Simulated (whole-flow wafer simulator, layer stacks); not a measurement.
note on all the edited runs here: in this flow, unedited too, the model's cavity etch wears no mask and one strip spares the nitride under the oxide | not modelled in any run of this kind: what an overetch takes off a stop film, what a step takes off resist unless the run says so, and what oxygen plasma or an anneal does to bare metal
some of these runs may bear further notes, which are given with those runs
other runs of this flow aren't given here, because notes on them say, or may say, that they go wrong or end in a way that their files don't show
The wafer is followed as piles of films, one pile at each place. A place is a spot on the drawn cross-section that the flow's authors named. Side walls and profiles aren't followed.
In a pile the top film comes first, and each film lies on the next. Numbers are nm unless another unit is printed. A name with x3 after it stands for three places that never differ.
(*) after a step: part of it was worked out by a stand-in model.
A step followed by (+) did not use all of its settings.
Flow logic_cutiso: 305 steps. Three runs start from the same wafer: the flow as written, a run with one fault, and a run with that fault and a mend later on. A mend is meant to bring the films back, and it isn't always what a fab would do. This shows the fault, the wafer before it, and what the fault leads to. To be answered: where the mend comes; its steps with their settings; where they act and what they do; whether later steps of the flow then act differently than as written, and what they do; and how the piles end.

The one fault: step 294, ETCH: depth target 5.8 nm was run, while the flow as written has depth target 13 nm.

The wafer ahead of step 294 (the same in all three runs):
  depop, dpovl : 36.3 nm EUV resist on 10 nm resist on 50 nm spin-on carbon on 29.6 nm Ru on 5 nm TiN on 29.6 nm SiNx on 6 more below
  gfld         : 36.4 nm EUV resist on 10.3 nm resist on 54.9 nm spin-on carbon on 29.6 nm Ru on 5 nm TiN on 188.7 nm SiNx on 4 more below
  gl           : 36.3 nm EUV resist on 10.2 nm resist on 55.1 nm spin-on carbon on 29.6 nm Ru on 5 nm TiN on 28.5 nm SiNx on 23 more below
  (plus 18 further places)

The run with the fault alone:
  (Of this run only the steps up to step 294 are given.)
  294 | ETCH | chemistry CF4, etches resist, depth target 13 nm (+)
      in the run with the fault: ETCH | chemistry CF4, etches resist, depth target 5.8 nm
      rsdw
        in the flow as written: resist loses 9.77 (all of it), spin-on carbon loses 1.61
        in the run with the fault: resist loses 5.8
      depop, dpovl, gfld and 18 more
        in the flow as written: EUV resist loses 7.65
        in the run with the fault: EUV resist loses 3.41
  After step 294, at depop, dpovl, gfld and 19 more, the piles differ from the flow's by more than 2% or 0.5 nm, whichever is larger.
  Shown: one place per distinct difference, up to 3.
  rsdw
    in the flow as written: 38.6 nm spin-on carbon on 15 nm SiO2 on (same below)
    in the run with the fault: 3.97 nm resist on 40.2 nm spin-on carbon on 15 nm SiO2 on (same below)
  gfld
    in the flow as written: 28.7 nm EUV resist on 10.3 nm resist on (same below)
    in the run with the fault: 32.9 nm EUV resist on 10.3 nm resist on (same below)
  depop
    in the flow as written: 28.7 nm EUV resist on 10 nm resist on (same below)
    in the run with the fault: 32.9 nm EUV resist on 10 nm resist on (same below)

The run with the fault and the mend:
  After step 294 comes the mend.
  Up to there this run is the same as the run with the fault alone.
  294a | ETCH | chemistry CF4, etches resist, depth target 7.2 nm (*) (+) (a further turn of the flow's step 294, with different settings)
      depop, dpovl, gfld and 18 more
        EUV resist loses 3.51
      rsdw
        resist loses 3.97 (all of it), spin-on carbon loses 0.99
  Later steps of the flow acting differently than as written (not shown: 2 more steps that differ only slightly, by at most 2% or 0.5 nm, whichever is larger):
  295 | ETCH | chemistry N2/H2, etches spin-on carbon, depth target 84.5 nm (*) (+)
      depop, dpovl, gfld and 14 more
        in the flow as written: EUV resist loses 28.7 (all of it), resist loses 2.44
        in the run with the mend: EUV resist loses 29.4 (all of it), resist loses 2.47
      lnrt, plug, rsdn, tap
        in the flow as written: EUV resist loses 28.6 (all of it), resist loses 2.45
        in the run with the mend: EUV resist loses 29.4 (all of it), resist loses 2.47
  The piles end the same as the flow's at every place that both follow.
